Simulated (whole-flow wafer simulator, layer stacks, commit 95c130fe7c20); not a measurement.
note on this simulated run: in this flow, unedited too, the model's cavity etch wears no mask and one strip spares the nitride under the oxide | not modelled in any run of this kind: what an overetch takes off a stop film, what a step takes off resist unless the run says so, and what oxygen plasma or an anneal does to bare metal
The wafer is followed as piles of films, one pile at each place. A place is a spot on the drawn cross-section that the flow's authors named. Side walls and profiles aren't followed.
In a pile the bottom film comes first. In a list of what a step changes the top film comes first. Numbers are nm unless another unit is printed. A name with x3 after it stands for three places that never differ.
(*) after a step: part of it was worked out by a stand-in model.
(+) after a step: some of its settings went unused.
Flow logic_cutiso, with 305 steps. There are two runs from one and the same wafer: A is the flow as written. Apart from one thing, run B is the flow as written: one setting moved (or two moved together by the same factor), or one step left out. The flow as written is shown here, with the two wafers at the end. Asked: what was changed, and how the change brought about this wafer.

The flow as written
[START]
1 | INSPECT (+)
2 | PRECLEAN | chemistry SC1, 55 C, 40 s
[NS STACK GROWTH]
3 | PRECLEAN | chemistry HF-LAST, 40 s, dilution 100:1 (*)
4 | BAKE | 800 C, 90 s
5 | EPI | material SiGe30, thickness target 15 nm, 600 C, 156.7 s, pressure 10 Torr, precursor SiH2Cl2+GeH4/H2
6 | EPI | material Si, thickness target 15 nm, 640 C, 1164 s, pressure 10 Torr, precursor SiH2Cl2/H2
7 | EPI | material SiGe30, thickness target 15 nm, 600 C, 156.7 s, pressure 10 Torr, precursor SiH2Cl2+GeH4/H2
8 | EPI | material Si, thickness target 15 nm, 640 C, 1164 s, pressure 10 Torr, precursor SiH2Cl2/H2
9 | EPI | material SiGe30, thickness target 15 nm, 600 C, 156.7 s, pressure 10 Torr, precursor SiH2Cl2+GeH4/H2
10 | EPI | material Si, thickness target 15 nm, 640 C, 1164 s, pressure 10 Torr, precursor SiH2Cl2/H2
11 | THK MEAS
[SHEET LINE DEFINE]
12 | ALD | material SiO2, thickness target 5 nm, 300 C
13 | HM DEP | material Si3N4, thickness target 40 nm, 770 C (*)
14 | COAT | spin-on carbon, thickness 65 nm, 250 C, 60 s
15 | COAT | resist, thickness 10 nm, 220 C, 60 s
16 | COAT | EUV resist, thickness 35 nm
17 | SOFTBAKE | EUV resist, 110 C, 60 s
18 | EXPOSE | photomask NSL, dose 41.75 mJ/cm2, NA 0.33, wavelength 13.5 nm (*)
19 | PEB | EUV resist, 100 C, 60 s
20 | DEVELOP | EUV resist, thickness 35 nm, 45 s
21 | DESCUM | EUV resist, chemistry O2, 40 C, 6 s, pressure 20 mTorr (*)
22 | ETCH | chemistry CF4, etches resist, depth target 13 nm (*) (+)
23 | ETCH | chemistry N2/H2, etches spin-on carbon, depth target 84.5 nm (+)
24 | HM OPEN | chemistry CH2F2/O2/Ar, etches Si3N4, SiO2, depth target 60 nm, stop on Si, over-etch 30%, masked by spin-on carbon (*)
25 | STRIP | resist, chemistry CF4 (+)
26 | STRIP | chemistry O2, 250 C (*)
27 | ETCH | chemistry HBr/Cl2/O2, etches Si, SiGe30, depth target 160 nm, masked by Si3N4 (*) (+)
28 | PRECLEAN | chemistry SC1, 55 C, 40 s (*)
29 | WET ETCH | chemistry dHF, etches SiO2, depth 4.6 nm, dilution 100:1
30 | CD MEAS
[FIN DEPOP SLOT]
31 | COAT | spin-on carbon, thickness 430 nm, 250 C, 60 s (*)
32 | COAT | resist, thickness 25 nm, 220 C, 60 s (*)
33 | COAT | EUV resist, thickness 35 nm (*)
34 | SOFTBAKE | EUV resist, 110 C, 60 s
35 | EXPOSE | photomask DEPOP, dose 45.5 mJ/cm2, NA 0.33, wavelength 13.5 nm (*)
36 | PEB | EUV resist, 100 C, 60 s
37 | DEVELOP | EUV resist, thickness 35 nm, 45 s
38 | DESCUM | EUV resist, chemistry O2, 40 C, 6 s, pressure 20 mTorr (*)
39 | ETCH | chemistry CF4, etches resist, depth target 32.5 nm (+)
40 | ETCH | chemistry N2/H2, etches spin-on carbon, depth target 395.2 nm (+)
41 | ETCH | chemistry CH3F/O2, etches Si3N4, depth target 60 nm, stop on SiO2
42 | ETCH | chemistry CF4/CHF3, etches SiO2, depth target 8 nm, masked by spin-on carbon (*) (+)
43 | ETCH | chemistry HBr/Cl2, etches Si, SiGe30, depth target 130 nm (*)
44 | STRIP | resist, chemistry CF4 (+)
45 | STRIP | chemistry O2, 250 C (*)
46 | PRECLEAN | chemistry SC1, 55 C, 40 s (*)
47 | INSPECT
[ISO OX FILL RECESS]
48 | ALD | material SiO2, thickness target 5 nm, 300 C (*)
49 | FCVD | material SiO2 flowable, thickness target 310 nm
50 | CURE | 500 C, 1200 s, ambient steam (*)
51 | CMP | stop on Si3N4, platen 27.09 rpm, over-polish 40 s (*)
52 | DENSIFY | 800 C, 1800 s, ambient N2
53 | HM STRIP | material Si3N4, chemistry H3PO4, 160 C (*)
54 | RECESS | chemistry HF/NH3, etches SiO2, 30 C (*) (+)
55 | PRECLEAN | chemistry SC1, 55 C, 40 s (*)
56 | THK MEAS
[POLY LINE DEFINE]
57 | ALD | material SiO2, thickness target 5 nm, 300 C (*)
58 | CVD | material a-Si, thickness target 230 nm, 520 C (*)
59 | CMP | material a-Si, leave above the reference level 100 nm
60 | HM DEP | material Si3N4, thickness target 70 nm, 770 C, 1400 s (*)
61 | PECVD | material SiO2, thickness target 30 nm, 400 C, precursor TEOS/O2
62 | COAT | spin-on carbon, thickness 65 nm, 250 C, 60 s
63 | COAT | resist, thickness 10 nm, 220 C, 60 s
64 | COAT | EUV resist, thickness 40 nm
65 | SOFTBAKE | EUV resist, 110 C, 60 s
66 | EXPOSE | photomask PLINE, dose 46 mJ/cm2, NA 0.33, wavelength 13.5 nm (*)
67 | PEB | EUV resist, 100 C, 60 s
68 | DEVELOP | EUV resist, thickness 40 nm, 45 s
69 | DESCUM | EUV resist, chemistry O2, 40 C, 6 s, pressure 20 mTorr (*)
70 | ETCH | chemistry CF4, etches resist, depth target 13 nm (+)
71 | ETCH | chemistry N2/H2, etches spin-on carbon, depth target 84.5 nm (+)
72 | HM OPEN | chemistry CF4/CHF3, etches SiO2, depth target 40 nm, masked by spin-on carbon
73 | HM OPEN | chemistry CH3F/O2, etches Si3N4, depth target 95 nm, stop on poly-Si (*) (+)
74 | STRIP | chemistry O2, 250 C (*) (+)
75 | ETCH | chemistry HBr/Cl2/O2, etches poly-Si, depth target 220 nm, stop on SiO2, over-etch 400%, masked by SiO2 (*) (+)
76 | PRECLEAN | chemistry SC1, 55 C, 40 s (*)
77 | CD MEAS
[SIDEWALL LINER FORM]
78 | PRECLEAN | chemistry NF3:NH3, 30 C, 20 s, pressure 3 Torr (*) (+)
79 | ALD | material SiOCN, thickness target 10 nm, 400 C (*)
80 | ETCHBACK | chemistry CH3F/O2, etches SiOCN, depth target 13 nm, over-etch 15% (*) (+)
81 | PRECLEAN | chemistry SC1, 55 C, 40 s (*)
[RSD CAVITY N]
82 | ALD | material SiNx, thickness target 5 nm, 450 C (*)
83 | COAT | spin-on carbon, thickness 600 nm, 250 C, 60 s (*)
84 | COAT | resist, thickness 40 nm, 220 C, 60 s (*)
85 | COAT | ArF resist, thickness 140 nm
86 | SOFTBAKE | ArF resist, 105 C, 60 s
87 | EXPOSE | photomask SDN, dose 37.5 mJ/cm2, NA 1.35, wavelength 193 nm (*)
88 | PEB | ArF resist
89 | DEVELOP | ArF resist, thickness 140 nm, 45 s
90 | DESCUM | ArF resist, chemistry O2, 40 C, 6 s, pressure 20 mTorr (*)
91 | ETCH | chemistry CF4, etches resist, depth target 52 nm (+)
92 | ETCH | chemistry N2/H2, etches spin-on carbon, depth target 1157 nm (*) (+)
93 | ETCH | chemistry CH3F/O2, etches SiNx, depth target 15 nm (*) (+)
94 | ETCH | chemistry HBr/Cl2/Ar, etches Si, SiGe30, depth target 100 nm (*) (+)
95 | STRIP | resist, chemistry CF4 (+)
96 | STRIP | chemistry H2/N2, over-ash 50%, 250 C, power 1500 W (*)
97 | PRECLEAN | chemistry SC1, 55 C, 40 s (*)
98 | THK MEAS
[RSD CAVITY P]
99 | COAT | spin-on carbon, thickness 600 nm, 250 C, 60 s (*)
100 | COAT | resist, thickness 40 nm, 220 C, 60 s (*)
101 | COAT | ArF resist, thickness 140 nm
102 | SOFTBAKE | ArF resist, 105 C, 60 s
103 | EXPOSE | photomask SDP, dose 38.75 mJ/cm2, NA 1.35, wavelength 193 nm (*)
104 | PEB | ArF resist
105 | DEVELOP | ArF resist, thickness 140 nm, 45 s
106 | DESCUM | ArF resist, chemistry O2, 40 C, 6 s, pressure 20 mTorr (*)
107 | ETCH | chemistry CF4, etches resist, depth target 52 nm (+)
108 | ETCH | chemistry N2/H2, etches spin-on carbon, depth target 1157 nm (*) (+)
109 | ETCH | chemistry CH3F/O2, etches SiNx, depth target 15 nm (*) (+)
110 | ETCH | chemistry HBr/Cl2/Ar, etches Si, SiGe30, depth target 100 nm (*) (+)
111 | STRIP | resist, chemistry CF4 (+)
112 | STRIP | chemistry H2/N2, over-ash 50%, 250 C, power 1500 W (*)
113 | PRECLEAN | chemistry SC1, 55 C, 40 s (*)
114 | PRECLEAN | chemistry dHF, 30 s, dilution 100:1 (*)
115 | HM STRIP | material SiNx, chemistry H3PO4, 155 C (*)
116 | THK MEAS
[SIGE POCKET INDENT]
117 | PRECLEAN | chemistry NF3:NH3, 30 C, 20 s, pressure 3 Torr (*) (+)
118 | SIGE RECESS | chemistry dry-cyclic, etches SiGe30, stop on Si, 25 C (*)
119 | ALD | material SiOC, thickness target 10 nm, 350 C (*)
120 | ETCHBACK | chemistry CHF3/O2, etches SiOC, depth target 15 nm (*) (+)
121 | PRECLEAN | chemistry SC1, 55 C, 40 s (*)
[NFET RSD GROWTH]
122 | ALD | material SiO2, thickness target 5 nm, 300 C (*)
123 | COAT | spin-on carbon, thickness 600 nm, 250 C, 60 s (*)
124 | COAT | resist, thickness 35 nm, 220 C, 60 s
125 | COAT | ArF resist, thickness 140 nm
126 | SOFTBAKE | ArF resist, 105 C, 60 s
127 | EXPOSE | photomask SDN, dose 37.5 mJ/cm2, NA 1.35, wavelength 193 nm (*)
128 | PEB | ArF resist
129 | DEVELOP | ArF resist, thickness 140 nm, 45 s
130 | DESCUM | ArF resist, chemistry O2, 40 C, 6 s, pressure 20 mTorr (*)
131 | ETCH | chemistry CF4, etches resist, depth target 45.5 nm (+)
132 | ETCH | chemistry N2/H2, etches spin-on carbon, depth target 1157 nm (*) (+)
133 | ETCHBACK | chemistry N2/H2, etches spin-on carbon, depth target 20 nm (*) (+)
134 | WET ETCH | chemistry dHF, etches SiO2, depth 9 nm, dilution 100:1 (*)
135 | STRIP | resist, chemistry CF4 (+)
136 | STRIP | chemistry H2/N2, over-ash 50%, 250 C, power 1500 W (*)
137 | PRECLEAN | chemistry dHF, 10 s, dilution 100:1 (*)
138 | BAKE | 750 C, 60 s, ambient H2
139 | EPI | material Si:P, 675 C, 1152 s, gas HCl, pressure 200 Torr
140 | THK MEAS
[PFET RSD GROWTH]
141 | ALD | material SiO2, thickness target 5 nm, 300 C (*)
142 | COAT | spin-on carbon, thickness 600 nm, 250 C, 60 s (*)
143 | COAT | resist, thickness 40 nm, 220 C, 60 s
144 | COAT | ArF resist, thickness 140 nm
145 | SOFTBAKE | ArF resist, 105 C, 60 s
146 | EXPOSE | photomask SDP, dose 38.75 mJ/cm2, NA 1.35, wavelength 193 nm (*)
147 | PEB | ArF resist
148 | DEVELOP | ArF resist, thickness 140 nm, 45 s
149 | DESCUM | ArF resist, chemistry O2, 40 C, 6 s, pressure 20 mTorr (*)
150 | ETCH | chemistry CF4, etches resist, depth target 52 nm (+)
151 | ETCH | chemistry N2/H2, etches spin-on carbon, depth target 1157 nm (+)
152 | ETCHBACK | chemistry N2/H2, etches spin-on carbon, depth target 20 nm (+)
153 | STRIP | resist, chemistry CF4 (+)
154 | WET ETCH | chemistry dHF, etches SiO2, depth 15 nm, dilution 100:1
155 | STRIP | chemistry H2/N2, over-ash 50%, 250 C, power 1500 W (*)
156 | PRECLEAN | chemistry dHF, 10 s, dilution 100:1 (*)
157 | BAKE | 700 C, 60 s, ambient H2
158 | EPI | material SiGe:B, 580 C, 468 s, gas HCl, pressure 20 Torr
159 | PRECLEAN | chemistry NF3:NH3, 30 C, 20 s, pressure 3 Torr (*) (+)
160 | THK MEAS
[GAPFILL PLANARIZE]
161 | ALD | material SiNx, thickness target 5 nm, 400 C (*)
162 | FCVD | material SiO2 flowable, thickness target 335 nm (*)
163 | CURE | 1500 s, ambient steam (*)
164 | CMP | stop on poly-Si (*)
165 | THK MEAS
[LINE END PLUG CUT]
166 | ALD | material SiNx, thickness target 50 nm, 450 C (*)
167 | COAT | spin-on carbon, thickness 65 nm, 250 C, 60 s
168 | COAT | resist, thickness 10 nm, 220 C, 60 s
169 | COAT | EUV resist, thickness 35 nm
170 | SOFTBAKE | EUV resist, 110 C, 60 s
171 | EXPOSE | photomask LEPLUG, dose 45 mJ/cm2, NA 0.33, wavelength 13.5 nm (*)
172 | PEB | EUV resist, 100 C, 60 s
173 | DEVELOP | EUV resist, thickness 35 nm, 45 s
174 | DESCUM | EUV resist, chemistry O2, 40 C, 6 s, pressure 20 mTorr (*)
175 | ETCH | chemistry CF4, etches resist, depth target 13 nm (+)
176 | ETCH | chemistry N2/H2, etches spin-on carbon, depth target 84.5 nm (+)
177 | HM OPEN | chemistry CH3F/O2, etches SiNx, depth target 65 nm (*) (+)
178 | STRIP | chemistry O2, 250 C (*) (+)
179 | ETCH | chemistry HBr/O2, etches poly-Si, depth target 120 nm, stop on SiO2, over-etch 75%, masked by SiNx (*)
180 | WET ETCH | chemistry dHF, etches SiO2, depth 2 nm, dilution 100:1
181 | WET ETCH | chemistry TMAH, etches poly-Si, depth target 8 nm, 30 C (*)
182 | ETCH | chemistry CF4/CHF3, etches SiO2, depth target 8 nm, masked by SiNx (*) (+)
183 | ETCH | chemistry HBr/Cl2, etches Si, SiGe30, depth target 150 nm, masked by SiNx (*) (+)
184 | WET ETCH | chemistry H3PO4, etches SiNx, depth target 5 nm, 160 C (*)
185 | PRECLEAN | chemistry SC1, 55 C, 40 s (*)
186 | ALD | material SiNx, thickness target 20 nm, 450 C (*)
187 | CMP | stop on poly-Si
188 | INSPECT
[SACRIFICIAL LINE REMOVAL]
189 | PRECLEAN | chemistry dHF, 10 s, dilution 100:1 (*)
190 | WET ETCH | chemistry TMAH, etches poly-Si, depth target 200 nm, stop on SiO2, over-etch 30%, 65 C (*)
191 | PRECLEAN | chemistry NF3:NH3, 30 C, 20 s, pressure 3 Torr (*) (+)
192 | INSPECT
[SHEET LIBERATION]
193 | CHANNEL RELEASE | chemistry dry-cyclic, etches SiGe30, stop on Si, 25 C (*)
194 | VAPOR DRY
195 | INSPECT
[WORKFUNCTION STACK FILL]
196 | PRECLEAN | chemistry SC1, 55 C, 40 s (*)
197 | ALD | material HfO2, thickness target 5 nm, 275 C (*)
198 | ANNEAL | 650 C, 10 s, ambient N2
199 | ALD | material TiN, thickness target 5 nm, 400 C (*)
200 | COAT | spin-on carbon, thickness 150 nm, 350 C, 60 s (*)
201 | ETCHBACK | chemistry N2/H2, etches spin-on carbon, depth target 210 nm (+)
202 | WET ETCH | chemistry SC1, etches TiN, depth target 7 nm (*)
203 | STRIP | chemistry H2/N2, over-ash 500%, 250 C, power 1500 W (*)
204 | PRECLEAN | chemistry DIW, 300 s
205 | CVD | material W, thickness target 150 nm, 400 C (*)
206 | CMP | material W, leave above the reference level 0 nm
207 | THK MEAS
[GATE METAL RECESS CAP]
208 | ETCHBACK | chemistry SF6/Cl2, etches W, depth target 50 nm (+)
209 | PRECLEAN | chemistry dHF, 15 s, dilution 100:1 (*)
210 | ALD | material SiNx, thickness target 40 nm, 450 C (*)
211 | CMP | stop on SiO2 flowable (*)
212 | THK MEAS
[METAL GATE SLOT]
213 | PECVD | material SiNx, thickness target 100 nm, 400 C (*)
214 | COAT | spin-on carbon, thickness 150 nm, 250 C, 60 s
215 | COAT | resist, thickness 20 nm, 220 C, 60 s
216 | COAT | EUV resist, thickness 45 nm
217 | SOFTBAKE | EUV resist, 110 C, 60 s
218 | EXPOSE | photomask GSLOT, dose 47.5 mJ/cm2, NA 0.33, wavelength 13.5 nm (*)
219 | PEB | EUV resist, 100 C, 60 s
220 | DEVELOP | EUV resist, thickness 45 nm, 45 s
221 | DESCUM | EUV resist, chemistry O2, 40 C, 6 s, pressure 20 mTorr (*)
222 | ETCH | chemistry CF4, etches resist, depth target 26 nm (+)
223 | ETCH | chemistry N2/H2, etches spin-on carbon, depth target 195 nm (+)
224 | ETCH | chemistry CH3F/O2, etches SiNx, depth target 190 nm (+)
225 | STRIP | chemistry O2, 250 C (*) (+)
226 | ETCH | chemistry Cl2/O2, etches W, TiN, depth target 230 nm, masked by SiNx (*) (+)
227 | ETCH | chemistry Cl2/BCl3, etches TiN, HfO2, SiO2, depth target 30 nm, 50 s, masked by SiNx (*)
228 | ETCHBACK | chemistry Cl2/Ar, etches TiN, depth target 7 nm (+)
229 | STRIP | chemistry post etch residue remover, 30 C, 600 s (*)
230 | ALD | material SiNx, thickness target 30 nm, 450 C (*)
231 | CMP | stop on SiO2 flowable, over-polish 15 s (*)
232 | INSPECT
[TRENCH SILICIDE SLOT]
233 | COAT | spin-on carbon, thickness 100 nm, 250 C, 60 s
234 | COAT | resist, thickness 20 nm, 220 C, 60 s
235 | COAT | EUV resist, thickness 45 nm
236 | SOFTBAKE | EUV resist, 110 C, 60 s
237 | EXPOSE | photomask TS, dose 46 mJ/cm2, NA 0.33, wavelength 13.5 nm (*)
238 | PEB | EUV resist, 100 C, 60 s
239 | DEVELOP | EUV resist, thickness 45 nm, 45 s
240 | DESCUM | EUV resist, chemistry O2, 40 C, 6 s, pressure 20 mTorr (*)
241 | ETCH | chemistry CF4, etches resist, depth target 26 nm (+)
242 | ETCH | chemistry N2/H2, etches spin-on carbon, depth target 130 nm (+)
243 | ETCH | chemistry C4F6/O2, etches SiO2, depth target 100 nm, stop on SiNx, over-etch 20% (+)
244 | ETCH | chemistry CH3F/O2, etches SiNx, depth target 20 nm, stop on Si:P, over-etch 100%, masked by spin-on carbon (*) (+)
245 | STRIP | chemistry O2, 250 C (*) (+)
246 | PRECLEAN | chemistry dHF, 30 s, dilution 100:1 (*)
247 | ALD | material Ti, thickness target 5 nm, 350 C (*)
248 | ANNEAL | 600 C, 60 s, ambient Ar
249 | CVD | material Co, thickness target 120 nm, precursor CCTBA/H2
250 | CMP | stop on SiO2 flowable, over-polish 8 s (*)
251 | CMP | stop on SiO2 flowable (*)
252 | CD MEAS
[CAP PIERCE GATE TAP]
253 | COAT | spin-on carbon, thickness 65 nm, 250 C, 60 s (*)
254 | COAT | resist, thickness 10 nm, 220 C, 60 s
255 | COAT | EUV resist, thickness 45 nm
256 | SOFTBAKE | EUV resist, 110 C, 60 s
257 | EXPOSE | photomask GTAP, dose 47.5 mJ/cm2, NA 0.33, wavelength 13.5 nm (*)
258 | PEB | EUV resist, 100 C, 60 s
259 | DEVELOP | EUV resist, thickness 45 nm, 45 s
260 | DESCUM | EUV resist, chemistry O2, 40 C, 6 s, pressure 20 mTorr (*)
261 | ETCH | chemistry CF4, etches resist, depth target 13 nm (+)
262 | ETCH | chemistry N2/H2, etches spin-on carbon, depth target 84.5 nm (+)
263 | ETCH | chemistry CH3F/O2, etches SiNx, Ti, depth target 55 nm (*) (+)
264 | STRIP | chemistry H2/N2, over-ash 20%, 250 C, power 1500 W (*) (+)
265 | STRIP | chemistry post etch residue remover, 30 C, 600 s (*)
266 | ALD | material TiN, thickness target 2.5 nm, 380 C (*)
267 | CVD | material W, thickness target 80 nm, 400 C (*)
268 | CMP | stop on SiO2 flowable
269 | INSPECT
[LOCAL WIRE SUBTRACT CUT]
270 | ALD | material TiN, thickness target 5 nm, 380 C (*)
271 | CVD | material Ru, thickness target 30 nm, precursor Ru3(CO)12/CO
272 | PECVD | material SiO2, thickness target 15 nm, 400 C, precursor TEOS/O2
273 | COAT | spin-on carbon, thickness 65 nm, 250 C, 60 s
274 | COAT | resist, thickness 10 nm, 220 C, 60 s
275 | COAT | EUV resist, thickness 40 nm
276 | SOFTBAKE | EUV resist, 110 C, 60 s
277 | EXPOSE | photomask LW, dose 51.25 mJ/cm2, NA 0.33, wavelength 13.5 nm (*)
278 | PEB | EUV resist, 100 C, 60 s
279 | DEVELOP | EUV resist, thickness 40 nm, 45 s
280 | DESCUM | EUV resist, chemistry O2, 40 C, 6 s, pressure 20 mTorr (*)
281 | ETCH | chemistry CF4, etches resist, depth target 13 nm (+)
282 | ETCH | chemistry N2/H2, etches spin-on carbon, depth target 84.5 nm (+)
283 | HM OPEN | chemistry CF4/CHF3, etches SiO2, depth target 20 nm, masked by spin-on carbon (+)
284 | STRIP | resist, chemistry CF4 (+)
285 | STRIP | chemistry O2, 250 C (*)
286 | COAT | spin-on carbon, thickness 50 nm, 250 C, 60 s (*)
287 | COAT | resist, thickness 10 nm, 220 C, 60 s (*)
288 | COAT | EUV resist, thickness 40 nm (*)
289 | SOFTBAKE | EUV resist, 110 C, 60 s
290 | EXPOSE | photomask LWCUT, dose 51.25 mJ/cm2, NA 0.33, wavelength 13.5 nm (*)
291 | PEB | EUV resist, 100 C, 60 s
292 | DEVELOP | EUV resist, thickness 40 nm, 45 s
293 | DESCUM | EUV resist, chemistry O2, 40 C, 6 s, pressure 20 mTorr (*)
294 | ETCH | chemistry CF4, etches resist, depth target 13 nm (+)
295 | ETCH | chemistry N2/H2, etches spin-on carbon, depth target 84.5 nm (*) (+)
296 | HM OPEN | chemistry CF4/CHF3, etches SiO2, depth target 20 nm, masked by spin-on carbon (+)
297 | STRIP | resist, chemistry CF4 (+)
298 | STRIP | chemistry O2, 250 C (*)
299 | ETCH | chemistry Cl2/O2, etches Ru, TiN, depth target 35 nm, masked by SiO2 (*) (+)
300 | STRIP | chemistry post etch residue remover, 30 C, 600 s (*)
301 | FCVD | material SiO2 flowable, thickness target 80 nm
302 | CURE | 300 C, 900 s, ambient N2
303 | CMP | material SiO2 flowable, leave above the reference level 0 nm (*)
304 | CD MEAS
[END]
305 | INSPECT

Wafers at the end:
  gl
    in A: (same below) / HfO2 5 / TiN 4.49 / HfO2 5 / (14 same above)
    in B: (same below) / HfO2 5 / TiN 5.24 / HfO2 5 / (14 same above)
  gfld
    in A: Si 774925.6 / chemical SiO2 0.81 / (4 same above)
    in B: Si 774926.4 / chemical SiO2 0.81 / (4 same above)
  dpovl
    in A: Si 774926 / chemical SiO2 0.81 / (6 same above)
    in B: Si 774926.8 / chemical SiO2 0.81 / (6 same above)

The reason: step 7, EPI: thickness target 15.8 nm was run, though the flow has thickness target 15 nm; step 7, EPI: 164.5 s was run, where the flow has 156.7 s.

How this came from the change, step by step:
  7 | EPI | material SiGe30, thickness target 15 nm, 600 C, 156.7 s, pressure 10 Torr, precursor SiH2Cl2+GeH4/H2
      depop, dpovl, gfld and 19 more: A +15 SiGe30 (new film) | B +15.8 SiGe30 (new film)
  27 | ETCH | chemistry HBr/Cl2/O2, etches Si, SiGe30, depth target 160 nm, masked by Si3N4 (*) (+)
      gfld, gxf, iso, lnri: A -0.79 chemical SiO2 (all of it), -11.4 Si (all of it), -15 SiGe30 (all of it), -15 Si (all of it), -15 SiGe30 (all of it), -15 Si (all of it), -15 SiGe30 (all of it), -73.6 Si | B -0.79 chemical SiO2 (all of it), -11.4 Si (all of it), -15 SiGe30 (all of it), -15 Si (all of it), -15.8 SiGe30 (all of it), -15 Si (all of it), -15 SiGe30 (all of it), -72.9 Si
      dpovl, nsgap: A -0.79 chemical SiO2 (all of it), -11.8 Si (all of it), -15 SiGe30 (all of it), -15 Si (all of it), -15 SiGe30 (all of it), -15 Si (all of it), -15 SiGe30 (all of it), -73.2 Si | B -0.79 chemical SiO2 (all of it), -11.8 Si (all of it), -15 SiGe30 (all of it), -15 Si (all of it), -15.8 SiGe30 (all of it), -15 Si (all of it), -15 SiGe30 (all of it), -72.5 Si
      (as well as at 1 more place)
  43 | ETCH | chemistry HBr/Cl2, etches Si, SiGe30, depth target 130 nm (*)
      depop: A -14 Si (all of it), -15 SiGe30 (all of it), -15 Si (all of it), -15 SiGe30 (all of it), -15 Si (all of it), -15 SiGe30 (all of it), -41 Si | B -14 Si (all of it), -15 SiGe30 (all of it), -15 Si (all of it), -15.8 SiGe30 (all of it), -15 Si (all of it), -15 SiGe30 (all of it), -40.2 Si
  94 | ETCH | chemistry HBr/Cl2/Ar, etches Si, SiGe30, depth target 100 nm (*) (+)
      rsdn, rsdx: A -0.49 chemical SiO2 (all of it), -12.8 Si (all of it), -15 SiGe30 (all of it), -15 Si (all of it), -15 SiGe30 (all of it), -15 Si (all of it), -15 SiGe30 (all of it), -12.2 Si | B -0.49 chemical SiO2 (all of it), -12.8 Si (all of it), -15 SiGe30 (all of it), -15 Si (all of it), -15.8 SiGe30 (all of it), -15 Si (all of it), -15 SiGe30 (all of it), -11.4 Si
  110 | ETCH | chemistry HBr/Cl2/Ar, etches Si, SiGe30, depth target 100 nm (*) (+)
      rsdp, rsdw: A -0.49 chemical SiO2 (all of it), -12.8 Si (all of it), -15 SiGe30 (all of it), -15 Si (all of it), -15 SiGe30 (all of it), -15 Si (all of it), -15 SiGe30 (all of it), -12.2 Si | B -0.49 chemical SiO2 (all of it), -12.8 Si (all of it), -15 SiGe30 (all of it), -15 Si (all of it), -15.8 SiGe30 (all of it), -15 Si (all of it), -15 SiGe30 (all of it), -11.4 Si
  118 | SIGE RECESS | chemistry dry-cyclic, etches SiGe30, stop on Si, 25 C (*)
      lnr, lnrp, lnrt: A -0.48 SiOCN, -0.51 Si, +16 cavity (new film), -15 SiGe30 (all of it), -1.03 Si, +16 cavity (new film), -15 SiGe30 (all of it), -1.03 Si, +16 cavity (new film), -15 SiGe30 (all of it), -0.51 Si | B -0.48 SiOCN, -0.51 Si, +16 cavity (new film), -15 SiGe30 (all of it), -1.03 Si, +16.8 cavity (new film), -15.8 SiGe30 (all of it), -1.03 Si, +16 cavity (new film), -15 SiGe30 (all of it), -0.51 Si
  119 | ALD | material SiOC, thickness target 10 nm, 350 C (*)
      lnr, lnrp, lnrt: A +10 SiOC (new film), +16 SiOC (new film), -16 cavity (all of it), +16 SiOC (new film), -16 cavity (all of it), +16 SiOC (new film), -16 cavity (all of it) | B +10 SiOC (new film), +16 SiOC (new film), -16 cavity (all of it), +16.8 SiOC (new film), -16.8 cavity (all of it), +16 SiOC (new film), -16 cavity (all of it)
  183 | ETCH | chemistry HBr/Cl2, etches Si, SiGe30, depth target 150 nm, masked by SiNx (*) (+)
      plug: A -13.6 Si (all of it), -15 SiGe30 (all of it), -15 Si (all of it), -15 SiGe30 (all of it), -15 Si (all of it), -15 SiGe30 (all of it), -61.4 Si | B -13.6 Si (all of it), -15 SiGe30 (all of it), -15 Si (all of it), -15.8 SiGe30 (all of it), -15 Si (all of it), -15 SiGe30 (all of it), -60.7 Si
  193 | CHANNEL RELEASE | chemistry dry-cyclic, etches SiGe30, stop on Si, 25 C (*)
      gl, glp, gxn, gxp, ns, tap: A +0.8 chemical SiO2 (new film), -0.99 Si, +0.8 chemical SiO2 (new film), +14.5 cavity (new film), +0.8 chemical SiO2 (new film), -15 SiGe30 (all of it), -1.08 Si, +0.8 chemical SiO2 (new film), +14.5 cavity (new film), +0.8 chemical SiO2 (new film), -15 SiGe30 (all of it), -1.08 Si, +0.8 chemical SiO2 (new film), +14.5 cavity (new film), +0.8 chemical SiO2 (new film), -15 SiGe30 (all of it), -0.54 Si | B +0.8 chemical SiO2 (new film), -0.99 Si, +0.8 chemical SiO2 (new film), +14.5 cavity (new film), +0.8 chemical SiO2 (new film), -15 SiGe30 (all of it), -1.08 Si, +0.8 chemical SiO2 (new film), +15.2 cavity (new film), +0.8 chemical SiO2 (new film), -15.8 SiGe30 (all of it), -1.08 Si, +0.8 chemical SiO2 (new film), +14.5 cavity (new film), +0.8 chemical SiO2 (new film), -15 SiGe30 (all of it), -0.54 Si
  199 | ALD | material TiN, thickness target 5 nm, 400 C (*)
      gl, glp, tap: A +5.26 TiN (new film), +4.49 TiN (new film), -4.49 cavity (all of it), +4.49 TiN (new film), -4.49 cavity (all of it), +4.49 TiN (new film), -4.49 cavity (all of it) | B +5.26 TiN (new film), +4.49 TiN (new film), -4.49 cavity (all of it), +5.24 TiN (new film), -5.24 cavity (all of it), +4.49 TiN (new film), -4.49 cavity (all of it)
      gxn, gxp, ns: A +5 TiN (new film), +4.49 TiN (new film), -4.49 cavity (all of it), +4.49 TiN (new film), -4.49 cavity (all of it), +4.49 TiN (new film), -4.49 cavity (all of it) | B +5 TiN (new film), +4.49 TiN (new film), -4.49 cavity (all of it), +5.24 TiN (new film), -5.24 cavity (all of it), +4.49 TiN (new film), -4.49 cavity (all of it)
